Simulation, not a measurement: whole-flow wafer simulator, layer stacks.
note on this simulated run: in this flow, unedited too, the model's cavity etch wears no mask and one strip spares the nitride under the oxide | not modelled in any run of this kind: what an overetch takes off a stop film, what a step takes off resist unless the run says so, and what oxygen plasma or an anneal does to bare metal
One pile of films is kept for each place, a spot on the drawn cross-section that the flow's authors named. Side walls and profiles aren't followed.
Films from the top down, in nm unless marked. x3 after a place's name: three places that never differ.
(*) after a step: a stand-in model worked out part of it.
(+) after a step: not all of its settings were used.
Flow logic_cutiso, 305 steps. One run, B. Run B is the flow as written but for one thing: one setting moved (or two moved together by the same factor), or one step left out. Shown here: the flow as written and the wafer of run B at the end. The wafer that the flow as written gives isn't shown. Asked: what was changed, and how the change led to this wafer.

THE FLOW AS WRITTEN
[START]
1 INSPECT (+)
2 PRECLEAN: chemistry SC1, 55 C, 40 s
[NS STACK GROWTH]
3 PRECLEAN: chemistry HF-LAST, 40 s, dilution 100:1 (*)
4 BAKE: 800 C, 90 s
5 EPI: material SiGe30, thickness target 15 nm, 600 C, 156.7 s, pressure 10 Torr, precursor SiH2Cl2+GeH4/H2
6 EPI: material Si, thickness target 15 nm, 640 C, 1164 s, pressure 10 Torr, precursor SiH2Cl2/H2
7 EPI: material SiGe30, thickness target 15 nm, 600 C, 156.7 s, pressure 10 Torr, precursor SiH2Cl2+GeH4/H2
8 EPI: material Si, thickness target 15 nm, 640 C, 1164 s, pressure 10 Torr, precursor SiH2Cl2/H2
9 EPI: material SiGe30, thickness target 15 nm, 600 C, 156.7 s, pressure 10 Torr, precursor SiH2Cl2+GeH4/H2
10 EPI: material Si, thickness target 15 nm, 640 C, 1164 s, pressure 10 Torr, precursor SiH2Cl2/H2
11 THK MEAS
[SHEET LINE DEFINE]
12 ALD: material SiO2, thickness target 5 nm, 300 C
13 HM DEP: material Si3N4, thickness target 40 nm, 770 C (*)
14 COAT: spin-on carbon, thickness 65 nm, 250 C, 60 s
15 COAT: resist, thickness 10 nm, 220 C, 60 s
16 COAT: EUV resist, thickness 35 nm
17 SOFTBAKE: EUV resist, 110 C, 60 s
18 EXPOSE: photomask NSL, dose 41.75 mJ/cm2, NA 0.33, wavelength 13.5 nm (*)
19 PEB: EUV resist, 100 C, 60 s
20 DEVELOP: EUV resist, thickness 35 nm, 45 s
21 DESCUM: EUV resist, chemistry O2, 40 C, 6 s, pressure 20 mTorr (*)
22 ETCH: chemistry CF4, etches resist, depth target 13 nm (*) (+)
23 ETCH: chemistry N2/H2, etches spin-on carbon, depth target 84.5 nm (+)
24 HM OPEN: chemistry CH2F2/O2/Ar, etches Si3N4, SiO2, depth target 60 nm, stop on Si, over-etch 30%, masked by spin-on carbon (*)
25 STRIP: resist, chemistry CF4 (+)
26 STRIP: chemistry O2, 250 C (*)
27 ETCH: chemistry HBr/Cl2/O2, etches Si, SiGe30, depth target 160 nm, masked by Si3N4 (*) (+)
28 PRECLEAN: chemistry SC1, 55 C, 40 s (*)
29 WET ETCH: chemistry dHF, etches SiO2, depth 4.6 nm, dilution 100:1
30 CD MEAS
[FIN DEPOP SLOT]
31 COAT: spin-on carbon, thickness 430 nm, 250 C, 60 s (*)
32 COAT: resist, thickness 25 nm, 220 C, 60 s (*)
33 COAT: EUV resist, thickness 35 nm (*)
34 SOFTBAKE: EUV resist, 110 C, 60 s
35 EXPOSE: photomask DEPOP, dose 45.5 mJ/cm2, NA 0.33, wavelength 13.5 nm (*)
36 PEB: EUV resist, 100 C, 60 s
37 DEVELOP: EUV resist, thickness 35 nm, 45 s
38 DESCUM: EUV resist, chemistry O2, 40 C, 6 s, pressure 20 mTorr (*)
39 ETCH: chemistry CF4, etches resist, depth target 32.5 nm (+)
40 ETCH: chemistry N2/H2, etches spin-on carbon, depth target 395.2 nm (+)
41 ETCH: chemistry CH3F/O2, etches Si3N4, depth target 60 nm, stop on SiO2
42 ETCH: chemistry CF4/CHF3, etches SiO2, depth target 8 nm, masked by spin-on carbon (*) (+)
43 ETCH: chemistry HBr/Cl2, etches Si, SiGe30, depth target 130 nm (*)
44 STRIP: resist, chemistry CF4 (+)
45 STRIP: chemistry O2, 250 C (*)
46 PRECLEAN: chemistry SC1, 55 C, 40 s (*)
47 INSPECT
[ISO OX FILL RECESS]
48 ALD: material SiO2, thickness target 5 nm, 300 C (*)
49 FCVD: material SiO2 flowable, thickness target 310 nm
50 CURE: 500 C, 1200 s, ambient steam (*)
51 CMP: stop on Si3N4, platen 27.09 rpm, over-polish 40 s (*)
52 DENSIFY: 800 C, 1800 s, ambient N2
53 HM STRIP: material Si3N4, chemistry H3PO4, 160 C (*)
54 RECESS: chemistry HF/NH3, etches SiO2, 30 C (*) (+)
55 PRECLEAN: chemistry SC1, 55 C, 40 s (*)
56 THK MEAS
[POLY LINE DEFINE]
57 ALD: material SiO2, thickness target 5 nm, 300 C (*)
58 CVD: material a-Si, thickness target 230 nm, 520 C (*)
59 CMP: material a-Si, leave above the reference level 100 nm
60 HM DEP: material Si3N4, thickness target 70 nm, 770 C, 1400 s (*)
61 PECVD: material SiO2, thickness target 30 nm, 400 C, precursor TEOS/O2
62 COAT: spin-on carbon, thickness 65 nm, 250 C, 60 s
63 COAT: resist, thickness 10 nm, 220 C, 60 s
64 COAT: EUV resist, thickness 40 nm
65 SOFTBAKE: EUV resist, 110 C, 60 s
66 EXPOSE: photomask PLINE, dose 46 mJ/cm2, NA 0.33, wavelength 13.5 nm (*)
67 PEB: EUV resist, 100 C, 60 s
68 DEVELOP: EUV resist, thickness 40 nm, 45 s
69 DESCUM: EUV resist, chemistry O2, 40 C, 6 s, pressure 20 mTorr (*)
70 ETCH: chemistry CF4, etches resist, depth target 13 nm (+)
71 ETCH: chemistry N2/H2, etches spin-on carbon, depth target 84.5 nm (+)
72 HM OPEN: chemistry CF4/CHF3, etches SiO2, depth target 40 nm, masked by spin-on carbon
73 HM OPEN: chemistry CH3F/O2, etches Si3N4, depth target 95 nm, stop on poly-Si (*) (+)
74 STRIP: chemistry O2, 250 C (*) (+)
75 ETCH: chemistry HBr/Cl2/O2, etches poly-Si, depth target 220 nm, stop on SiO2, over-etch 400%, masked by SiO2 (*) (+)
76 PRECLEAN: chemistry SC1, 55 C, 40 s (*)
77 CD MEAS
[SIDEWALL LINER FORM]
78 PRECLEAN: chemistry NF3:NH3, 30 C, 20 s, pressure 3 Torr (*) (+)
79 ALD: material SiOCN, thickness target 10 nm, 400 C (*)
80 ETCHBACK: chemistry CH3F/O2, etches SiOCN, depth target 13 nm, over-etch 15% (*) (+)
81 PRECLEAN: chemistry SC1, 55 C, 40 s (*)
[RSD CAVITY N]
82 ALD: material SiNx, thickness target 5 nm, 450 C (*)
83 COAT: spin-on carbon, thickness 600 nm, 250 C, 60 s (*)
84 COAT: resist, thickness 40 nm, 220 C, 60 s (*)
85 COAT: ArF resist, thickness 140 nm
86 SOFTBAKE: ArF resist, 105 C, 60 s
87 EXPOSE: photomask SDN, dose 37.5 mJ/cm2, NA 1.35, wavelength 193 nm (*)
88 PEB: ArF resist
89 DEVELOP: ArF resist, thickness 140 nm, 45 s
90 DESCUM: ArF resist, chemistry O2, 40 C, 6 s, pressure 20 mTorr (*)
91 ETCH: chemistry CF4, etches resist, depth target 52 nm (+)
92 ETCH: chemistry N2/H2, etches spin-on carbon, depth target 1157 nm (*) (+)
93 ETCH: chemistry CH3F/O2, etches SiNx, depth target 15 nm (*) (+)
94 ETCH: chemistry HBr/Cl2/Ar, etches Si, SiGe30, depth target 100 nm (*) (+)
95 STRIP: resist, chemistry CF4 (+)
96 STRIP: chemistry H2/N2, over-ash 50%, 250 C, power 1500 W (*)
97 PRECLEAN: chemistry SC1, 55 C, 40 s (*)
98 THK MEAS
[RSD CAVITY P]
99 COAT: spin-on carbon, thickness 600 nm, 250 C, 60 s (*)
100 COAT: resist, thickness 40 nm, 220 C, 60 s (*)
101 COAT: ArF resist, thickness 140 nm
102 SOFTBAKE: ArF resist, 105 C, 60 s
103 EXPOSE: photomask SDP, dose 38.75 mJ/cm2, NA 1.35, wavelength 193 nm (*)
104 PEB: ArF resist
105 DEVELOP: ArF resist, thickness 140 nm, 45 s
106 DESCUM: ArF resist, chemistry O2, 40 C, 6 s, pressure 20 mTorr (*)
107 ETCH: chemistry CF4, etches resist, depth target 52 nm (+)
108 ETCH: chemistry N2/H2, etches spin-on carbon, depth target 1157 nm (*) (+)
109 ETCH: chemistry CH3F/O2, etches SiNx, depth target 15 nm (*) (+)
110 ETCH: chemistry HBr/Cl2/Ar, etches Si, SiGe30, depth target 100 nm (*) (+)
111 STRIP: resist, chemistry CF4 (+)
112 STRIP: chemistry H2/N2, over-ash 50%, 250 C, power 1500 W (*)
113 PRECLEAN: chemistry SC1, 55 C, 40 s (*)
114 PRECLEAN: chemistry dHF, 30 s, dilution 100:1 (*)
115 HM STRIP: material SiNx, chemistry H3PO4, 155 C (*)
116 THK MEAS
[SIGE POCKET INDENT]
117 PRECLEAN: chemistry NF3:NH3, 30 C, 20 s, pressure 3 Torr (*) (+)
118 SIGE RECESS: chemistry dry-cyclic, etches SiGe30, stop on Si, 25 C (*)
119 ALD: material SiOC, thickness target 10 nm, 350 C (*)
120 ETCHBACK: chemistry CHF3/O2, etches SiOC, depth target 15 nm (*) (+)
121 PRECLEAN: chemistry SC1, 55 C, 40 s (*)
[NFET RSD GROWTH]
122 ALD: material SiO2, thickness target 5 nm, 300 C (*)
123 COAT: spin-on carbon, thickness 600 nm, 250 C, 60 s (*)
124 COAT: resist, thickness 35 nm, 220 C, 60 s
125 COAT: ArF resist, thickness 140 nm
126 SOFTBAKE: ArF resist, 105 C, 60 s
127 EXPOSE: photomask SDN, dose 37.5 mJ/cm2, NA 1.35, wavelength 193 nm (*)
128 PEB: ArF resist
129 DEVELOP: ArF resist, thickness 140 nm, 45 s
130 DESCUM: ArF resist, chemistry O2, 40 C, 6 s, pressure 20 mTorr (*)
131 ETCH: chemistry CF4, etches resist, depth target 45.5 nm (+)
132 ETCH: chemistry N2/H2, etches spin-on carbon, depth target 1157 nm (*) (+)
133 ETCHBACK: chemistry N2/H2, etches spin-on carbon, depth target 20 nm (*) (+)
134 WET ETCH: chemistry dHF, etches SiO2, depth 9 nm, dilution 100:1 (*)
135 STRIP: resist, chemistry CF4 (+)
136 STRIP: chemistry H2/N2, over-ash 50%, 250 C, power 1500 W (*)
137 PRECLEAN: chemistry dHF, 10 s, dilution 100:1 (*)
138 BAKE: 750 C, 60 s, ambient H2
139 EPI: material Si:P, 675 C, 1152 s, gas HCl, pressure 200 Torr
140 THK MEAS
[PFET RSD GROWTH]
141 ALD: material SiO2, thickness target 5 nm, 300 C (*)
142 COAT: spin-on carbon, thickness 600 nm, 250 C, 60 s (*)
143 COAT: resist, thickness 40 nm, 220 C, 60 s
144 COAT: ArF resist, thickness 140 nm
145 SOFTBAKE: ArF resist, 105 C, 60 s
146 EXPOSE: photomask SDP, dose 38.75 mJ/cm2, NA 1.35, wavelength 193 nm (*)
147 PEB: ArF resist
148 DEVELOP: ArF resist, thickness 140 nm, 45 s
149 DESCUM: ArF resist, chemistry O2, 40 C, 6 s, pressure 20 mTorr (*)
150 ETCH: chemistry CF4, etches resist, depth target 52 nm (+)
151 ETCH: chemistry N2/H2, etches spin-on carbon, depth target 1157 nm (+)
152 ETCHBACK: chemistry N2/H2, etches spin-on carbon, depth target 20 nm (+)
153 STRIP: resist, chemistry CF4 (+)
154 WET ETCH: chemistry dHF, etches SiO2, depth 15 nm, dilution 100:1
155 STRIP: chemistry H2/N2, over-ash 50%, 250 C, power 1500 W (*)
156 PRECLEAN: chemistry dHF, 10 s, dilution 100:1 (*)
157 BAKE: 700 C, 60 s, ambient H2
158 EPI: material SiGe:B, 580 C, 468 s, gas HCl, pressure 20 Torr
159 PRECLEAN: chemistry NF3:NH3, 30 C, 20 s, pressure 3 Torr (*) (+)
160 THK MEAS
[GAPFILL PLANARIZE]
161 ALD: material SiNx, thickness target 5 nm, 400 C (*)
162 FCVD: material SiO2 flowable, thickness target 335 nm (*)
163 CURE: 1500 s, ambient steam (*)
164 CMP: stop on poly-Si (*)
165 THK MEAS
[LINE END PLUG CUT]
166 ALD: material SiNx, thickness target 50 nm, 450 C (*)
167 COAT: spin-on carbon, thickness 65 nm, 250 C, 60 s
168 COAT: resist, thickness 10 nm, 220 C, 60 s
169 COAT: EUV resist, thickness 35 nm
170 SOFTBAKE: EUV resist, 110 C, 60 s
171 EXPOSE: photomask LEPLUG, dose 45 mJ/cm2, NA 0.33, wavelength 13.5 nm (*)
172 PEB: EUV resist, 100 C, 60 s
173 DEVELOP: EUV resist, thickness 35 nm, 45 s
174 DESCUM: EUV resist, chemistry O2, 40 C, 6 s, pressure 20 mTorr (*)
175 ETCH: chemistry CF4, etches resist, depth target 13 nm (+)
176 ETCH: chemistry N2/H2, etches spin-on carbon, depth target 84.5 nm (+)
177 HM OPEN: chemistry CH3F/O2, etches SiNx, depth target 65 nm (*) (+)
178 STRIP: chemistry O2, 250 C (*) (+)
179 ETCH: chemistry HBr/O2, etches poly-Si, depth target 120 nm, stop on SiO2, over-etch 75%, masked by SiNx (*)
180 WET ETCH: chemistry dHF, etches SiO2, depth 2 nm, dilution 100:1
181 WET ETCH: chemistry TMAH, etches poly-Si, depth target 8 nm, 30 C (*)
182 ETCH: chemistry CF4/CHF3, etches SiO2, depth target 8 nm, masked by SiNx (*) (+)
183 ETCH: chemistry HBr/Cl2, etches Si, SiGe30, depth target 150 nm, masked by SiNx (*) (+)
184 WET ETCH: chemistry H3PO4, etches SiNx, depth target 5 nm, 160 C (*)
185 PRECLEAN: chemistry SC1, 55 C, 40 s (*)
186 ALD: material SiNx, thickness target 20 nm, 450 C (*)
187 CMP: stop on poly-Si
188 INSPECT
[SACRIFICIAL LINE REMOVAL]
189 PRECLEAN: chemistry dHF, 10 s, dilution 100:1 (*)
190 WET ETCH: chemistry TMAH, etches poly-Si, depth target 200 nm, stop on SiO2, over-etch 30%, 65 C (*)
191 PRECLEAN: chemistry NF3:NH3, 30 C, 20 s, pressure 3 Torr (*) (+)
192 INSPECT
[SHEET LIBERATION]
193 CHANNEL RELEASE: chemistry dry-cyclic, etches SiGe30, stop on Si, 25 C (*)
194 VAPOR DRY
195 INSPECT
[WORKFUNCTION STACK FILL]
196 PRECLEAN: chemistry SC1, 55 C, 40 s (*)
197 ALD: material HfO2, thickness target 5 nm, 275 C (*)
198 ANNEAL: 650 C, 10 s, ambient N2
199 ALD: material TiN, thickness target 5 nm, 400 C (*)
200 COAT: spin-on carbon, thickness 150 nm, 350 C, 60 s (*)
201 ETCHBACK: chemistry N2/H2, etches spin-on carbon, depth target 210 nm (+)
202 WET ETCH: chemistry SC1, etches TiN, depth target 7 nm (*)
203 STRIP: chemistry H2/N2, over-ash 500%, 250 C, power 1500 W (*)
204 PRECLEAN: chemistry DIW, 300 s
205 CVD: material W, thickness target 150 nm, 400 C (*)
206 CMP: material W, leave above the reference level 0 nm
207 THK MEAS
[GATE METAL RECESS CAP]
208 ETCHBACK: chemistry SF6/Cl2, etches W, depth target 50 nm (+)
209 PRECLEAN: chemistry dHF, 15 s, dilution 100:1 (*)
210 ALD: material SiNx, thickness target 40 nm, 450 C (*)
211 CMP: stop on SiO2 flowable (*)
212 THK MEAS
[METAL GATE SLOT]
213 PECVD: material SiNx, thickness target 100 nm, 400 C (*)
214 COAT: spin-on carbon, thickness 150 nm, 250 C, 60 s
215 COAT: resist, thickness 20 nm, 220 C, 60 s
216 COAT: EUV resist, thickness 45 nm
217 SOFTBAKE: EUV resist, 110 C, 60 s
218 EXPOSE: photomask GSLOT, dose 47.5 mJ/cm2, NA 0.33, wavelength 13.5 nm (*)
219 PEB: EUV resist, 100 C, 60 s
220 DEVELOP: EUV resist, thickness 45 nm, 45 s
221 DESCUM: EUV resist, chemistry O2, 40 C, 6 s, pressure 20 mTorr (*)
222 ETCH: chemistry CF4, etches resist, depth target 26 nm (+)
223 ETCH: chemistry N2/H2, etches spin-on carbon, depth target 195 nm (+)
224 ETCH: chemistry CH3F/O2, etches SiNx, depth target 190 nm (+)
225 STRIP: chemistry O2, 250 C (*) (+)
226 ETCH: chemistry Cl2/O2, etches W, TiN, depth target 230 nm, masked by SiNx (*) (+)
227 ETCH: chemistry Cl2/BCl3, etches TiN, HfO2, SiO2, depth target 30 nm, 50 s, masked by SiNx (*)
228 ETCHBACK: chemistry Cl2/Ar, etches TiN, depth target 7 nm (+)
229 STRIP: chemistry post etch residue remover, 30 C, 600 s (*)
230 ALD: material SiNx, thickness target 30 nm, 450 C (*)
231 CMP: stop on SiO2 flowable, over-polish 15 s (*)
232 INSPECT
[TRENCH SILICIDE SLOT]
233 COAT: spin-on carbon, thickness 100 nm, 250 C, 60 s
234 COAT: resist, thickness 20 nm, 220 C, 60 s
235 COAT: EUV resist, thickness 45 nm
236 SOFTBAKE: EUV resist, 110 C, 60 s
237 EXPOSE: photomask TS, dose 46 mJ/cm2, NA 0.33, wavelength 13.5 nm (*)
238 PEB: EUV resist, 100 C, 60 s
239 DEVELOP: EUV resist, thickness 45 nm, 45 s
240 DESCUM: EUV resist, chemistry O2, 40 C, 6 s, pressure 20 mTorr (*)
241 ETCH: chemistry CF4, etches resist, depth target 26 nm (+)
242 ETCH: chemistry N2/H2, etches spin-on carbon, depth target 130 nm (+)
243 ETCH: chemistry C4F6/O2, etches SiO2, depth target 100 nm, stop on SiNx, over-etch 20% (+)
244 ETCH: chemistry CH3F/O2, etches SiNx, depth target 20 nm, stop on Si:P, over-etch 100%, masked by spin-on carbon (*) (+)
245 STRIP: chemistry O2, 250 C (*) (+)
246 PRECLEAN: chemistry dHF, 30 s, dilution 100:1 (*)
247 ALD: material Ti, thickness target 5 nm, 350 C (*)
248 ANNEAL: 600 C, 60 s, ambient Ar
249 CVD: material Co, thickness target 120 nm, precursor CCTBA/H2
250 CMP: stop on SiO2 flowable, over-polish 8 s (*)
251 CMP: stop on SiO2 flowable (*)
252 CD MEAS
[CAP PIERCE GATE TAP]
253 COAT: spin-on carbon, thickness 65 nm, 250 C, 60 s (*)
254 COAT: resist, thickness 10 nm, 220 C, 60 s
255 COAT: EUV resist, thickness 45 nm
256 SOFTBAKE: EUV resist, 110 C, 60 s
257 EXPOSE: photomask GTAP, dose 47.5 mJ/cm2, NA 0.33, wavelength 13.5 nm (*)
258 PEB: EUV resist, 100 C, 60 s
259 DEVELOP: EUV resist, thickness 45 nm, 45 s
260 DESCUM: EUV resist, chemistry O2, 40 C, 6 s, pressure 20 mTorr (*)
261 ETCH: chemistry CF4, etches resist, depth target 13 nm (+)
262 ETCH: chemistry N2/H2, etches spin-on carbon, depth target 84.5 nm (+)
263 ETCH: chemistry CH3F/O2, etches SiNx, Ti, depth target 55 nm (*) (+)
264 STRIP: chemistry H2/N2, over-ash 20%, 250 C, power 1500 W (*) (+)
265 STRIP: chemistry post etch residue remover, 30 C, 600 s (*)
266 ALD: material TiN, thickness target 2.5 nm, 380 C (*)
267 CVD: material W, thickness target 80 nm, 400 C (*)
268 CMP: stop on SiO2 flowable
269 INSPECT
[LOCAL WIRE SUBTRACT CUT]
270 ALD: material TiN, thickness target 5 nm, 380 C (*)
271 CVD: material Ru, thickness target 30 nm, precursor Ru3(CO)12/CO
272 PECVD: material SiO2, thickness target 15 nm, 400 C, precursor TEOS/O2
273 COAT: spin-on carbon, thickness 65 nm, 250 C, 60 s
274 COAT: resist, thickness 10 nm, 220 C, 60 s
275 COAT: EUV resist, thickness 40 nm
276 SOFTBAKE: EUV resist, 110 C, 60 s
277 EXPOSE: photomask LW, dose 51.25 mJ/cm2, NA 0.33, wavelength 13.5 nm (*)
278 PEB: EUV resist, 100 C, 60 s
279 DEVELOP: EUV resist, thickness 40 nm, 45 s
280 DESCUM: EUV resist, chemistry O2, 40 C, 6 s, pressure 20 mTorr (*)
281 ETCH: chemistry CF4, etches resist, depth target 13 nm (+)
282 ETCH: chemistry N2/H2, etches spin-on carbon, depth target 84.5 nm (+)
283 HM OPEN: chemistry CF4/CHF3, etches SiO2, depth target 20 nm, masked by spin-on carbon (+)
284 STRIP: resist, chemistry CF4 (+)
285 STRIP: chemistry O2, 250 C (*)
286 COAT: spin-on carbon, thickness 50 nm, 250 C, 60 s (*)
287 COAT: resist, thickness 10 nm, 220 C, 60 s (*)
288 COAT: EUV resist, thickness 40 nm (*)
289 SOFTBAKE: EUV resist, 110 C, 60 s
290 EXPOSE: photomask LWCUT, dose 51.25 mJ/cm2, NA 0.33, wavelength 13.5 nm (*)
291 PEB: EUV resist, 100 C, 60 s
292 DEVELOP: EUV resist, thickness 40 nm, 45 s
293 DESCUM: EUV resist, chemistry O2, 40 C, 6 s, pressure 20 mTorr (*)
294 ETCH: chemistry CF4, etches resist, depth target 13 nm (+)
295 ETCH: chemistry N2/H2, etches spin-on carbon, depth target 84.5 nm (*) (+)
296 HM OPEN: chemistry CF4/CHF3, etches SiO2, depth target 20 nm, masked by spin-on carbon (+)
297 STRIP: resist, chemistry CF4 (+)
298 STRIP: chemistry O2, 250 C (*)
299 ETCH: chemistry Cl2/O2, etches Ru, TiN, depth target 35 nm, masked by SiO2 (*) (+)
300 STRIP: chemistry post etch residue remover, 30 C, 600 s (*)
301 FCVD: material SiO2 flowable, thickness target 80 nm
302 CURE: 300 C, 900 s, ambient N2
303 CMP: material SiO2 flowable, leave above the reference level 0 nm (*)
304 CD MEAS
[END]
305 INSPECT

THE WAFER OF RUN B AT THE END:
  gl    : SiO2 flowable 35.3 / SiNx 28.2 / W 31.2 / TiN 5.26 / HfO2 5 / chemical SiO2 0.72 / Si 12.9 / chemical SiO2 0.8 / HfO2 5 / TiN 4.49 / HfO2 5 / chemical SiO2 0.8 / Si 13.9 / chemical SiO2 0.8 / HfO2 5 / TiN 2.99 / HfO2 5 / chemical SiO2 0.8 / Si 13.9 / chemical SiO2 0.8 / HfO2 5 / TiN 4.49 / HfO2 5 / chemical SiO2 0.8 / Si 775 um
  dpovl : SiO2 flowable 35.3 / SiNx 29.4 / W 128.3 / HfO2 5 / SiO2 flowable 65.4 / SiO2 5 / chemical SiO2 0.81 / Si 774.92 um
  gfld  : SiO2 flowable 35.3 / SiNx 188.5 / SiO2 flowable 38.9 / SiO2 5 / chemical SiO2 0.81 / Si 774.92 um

The cause: step 7, EPI: 141 s was run, where the flow has 156.7 s.

How the change led to this, step by step:
  7 EPI: material SiGe30, thickness target 15 nm, 600 C, 156.7 s, pressure 10 Torr, precursor SiH2Cl2+GeH4/H2
      depop, dpovl, gfld and 19 more: SiGe30 +13.5 (new film) (as written it would be: SiGe30 +15 (new film))
  27 ETCH: chemistry HBr/Cl2/O2, etches Si, SiGe30, depth target 160 nm, masked by Si3N4 (*) (+)
      gfld, gxf, iso, lnri: chemical SiO2 -0.79 (all of it), Si -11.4 (all of it), SiGe30 -15 (all of it), Si -15 (all of it), SiGe30 -13.5 (all of it), Si -15 (all of it), SiGe30 -15 (all of it), Si -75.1 (as written it would be: chemical SiO2 -0.79 (all of it), Si -11.4 (all of it), SiGe30 -15 (all of it), Si -15 (all of it), SiGe30 -15 (all of it), Si -15 (all of it), SiGe30 -15 (all of it), Si -73.6)
      dpovl, nsgap: chemical SiO2 -0.79 (all of it), Si -11.8 (all of it), SiGe30 -15 (all of it), Si -15 (all of it), SiGe30 -13.5 (all of it), Si -15 (all of it), SiGe30 -15 (all of it), Si -74.7 (as written it would be: chemical SiO2 -0.79 (all of it), Si -11.8 (all of it), SiGe30 -15 (all of it), Si -15 (all of it), SiGe30 -15 (all of it), Si -15 (all of it), SiGe30 -15 (all of it), Si -73.2)
      (and at 1 more place)
  43 ETCH: chemistry HBr/Cl2, etches Si, SiGe30, depth target 130 nm (*)
      depop: Si -14 (all of it), SiGe30 -15 (all of it), Si -15 (all of it), SiGe30 -13.5 (all of it), Si -15 (all of it), SiGe30 -15 (all of it), Si -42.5 (as written it would be: Si -14 (all of it), SiGe30 -15 (all of it), Si -15 (all of it), SiGe30 -15 (all of it), Si -15 (all of it), SiGe30 -15 (all of it), Si -41)
  94 ETCH: chemistry HBr/Cl2/Ar, etches Si, SiGe30, depth target 100 nm (*) (+)
      rsdn, rsdx: chemical SiO2 -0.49 (all of it), Si -12.8 (all of it), SiGe30 -15 (all of it), Si -15 (all of it), SiGe30 -13.5 (all of it), Si -15 (all of it), SiGe30 -15 (all of it), Si -13.7 (as written it would be: chemical SiO2 -0.49 (all of it), Si -12.8 (all of it), SiGe30 -15 (all of it), Si -15 (all of it), SiGe30 -15 (all of it), Si -15 (all of it), SiGe30 -15 (all of it), Si -12.2)
  110 ETCH: chemistry HBr/Cl2/Ar, etches Si, SiGe30, depth target 100 nm (*) (+)
      rsdp, rsdw: chemical SiO2 -0.49 (all of it), Si -12.8 (all of it), SiGe30 -15 (all of it), Si -15 (all of it), SiGe30 -13.5 (all of it), Si -15 (all of it), SiGe30 -15 (all of it), Si -13.7 (as written it would be: chemical SiO2 -0.49 (all of it), Si -12.8 (all of it), SiGe30 -15 (all of it), Si -15 (all of it), SiGe30 -15 (all of it), Si -15 (all of it), SiGe30 -15 (all of it), Si -12.2)
  118 SIGE RECESS: chemistry dry-cyclic, etches SiGe30, stop on Si, 25 C (*)
      lnr, lnrp, lnrt: SiOCN -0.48, Si -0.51, cavity +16 (new film), SiGe30 -15 (all of it), Si -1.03, cavity +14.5 (new film), SiGe30 -13.5 (all of it), Si -1.03, cavity +16 (new film), SiGe30 -15 (all of it), Si -0.51 (as written it would be: SiOCN -0.48, Si -0.51, cavity +16 (new film), SiGe30 -15 (all of it), Si -1.03, cavity +16 (new film), SiGe30 -15 (all of it), Si -1.03, cavity +16 (new film), SiGe30 -15 (all of it), Si -0.51)
  119 ALD: material SiOC, thickness target 10 nm, 350 C (*)
      lnr, lnrp, lnrt: SiOC +10 (new film), SiOC +16 (new film), cavity -16 (all of it), SiOC +14.5 (new film), cavity -14.5 (all of it), SiOC +16 (new film), cavity -16 (all of it) (as written it would be: SiOC +10 (new film), SiOC +16 (new film), cavity -16 (all of it), SiOC +16 (new film), cavity -16 (all of it), SiOC +16 (new film), cavity -16 (all of it))
  183 ETCH: chemistry HBr/Cl2, etches Si, SiGe30, depth target 150 nm, masked by SiNx (*) (+)
      plug: Si -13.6 (all of it), SiGe30 -15 (all of it), Si -15 (all of it), SiGe30 -13.5 (all of it), Si -15 (all of it), SiGe30 -15 (all of it), Si -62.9 (as written it would be: Si -13.6 (all of it), SiGe30 -15 (all of it), Si -15 (all of it), SiGe30 -15 (all of it), Si -15 (all of it), SiGe30 -15 (all of it), Si -61.4)
  193 CHANNEL RELEASE: chemistry dry-cyclic, etches SiGe30, stop on Si, 25 C (*)
      gl, glp, gxn, gxp, ns, tap: chemical SiO2 +0.8 (new film), Si -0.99, chemical SiO2 +0.8 (new film), cavity +14.5 (new film), chemical SiO2 +0.8 (new film), SiGe30 -15 (all of it), Si -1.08, chemical SiO2 +0.8 (new film), cavity +13 (new film), chemical SiO2 +0.8 (new film), SiGe30 -13.5 (all of it), Si -1.08, chemical SiO2 +0.8 (new film), cavity +14.5 (new film), chemical SiO2 +0.8 (new film), SiGe30 -15 (all of it), Si -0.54 (as written it would be: chemical SiO2 +0.8 (new film), Si -0.99, chemical SiO2 +0.8 (new film), cavity +14.5 (new film), chemical SiO2 +0.8 (new film), SiGe30 -15 (all of it), Si -1.08, chemical SiO2 +0.8 (new film), cavity +14.5 (new film), chemical SiO2 +0.8 (new film), SiGe30 -15 (all of it), Si -1.08, chemical SiO2 +0.8 (new film), cavity +14.5 (new film), chemical SiO2 +0.8 (new film), SiGe30 -15 (all of it), Si -0.54)
  199 ALD: material TiN, thickness target 5 nm, 400 C (*)
      gl, glp, tap: TiN +5.26 (new film), TiN +4.49 (new film), cavity -4.49 (all of it), TiN +2.99 (new film), cavity -2.99 (all of it), TiN +4.49 (new film), cavity -4.49 (all of it) (as written it would be: TiN +5.26 (new film), TiN +4.49 (new film), cavity -4.49 (all of it), TiN +4.49 (new film), cavity -4.49 (all of it), TiN +4.49 (new film), cavity -4.49 (all of it))
      gxn, gxp, ns: TiN +5 (new film), TiN +4.49 (new film), cavity -4.49 (all of it), TiN +2.99 (new film), cavity -2.99 (all of it), TiN +4.49 (new film), cavity -4.49 (all of it) (as written it would be: TiN +5 (new film), TiN +4.49 (new film), cavity -4.49 (all of it), TiN +4.49 (new film), cavity -4.49 (all of it), TiN +4.49 (new film), cavity -4.49 (all of it))
